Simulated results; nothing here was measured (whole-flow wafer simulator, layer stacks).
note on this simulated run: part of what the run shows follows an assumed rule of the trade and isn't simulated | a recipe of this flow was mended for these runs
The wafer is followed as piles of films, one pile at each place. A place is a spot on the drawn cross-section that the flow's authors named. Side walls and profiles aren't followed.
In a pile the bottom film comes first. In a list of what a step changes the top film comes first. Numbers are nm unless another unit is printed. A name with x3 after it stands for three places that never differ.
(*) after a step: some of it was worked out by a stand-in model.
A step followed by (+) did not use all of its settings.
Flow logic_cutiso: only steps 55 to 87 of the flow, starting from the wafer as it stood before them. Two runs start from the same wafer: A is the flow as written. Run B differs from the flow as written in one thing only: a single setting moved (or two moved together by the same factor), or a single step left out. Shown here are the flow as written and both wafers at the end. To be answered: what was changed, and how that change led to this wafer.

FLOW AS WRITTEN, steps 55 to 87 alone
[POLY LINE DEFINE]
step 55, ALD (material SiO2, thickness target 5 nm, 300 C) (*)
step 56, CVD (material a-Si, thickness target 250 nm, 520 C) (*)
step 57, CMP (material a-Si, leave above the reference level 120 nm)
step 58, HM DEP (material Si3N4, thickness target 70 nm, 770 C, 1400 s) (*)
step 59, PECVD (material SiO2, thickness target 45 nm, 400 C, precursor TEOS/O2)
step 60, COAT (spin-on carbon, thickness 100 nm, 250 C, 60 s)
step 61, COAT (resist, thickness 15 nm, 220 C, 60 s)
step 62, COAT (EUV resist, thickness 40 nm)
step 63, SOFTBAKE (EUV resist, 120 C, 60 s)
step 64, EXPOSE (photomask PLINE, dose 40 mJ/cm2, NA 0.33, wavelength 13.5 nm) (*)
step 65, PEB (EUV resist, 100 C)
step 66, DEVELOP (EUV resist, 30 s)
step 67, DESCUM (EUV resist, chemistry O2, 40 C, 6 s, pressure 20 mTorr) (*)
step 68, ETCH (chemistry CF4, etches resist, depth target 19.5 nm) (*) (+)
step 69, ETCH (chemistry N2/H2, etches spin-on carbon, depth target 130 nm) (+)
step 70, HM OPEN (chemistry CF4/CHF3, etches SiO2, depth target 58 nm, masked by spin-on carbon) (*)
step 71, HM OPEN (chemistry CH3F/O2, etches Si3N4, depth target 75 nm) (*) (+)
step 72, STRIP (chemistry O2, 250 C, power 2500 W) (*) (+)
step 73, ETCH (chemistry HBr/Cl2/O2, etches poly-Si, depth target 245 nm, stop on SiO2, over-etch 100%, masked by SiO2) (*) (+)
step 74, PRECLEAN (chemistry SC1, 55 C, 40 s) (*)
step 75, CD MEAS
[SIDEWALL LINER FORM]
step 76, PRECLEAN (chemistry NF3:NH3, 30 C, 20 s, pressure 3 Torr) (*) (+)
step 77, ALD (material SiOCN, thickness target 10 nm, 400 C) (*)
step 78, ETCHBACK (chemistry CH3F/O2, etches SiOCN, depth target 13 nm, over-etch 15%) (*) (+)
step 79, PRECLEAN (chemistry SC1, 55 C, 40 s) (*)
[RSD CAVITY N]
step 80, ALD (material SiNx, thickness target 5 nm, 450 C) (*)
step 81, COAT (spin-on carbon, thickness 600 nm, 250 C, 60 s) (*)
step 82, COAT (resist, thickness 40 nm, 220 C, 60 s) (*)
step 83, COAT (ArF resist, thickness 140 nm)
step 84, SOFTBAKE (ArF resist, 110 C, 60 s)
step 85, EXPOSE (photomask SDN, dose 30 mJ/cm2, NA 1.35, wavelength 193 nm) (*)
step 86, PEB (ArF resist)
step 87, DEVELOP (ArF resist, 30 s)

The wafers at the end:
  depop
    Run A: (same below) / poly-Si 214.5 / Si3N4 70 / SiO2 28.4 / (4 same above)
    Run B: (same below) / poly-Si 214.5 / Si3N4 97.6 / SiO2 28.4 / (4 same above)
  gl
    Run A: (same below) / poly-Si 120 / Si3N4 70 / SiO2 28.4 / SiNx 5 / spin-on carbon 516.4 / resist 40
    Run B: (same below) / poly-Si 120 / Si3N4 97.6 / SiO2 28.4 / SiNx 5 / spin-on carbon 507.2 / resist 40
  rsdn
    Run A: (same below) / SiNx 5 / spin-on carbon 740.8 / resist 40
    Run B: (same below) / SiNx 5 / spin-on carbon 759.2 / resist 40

Cause: step 58, HM DEP: thickness target 97.6 nm was run, though the flow has thickness target 70 nm; step 58, HM DEP: 1951 s was run, where the flow has 1400 s.
The wafer lets one read it off: depop has Si3N4 97.6, and step 58 as written asks for 70 nm.

The path from the change to this, step by step:
  step 58, HM DEP (material Si3N4, thickness target 70 nm, 770 C, 1400 s) (*)
      gl, glp, gxn and 11 more: A Si3N4 gains 70 (new film), poly-Si gains 120 (new film), a-Si loses 120 (all of it) | B Si3N4 gains 97.6 (new film), poly-Si gains 120 (new film), a-Si loses 120 (all of it)
      depop, dpovl x3, gfld, gxf, iso, lnri: A Si3N4 gains 70 (new film), poly-Si gains 214.5 (new film), a-Si loses 214.5 (all of it) | B Si3N4 gains 97.6 (new film), poly-Si gains 214.5 (new film), a-Si loses 214.5 (all of it)
  step 71, HM OPEN (chemistry CH3F/O2, etches Si3N4, depth target 75 nm) (*) (+)
      iso, lnr, lnri and 6 more: A Si3N4 loses 55.2 (all of it), poly-Si loses 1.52 | B Si3N4 loses 75
  step 72, STRIP (chemistry O2, 250 C, power 2500 W) (*) (+)
      iso, lnr, lnri and 6 more: A chemical SiO2 gains 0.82 (new film), poly-Si loses 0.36 | B nothing
  step 73, ETCH (chemistry HBr/Cl2/O2, etches poly-Si, depth target 245 nm, stop on SiO2, over-etch 100%, masked by SiO2) (*) (+)
      lnr, lnrp, lnrt, rsdn, rsdp, rsdw, rsdx: A chemical SiO2 loses 0.82 (all of it), poly-Si loses 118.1 (all of it), SiO2 loses 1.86 | B Si3N4 loses 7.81 (all of it), poly-Si loses 120 (all of it), SiO2 loses 1.42
      iso, lnri: A chemical SiO2 loses 0.82 (all of it), poly-Si loses 212.6 (all of it), SiO2 loses 1.39 | B Si3N4 loses 7.81 (all of it), poly-Si loses 214.5 (all of it), SiO2 loses 0.95
  step 76, PRECLEAN (chemistry NF3:NH3, 30 C, 20 s, pressure 3 Torr) (*) (+)
      iso, lnri: A SiO2 loses 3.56 (all of it), SiO2 flowable loses 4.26 | B SiO2 loses 4 (all of it), SiO2 flowable loses 3.75
  step 81, COAT (spin-on carbon, thickness 600 nm, 250 C, 60 s) (*)
      rsdn, rsdw, rsdx: A spin-on carbon gains 740.8 (new film) | B spin-on carbon gains 759.2 (new film)
      iso: A spin-on carbon gains 839.3 (new film) | B spin-on carbon gains 857.2 (new film)
      (and at 1 other place as well)
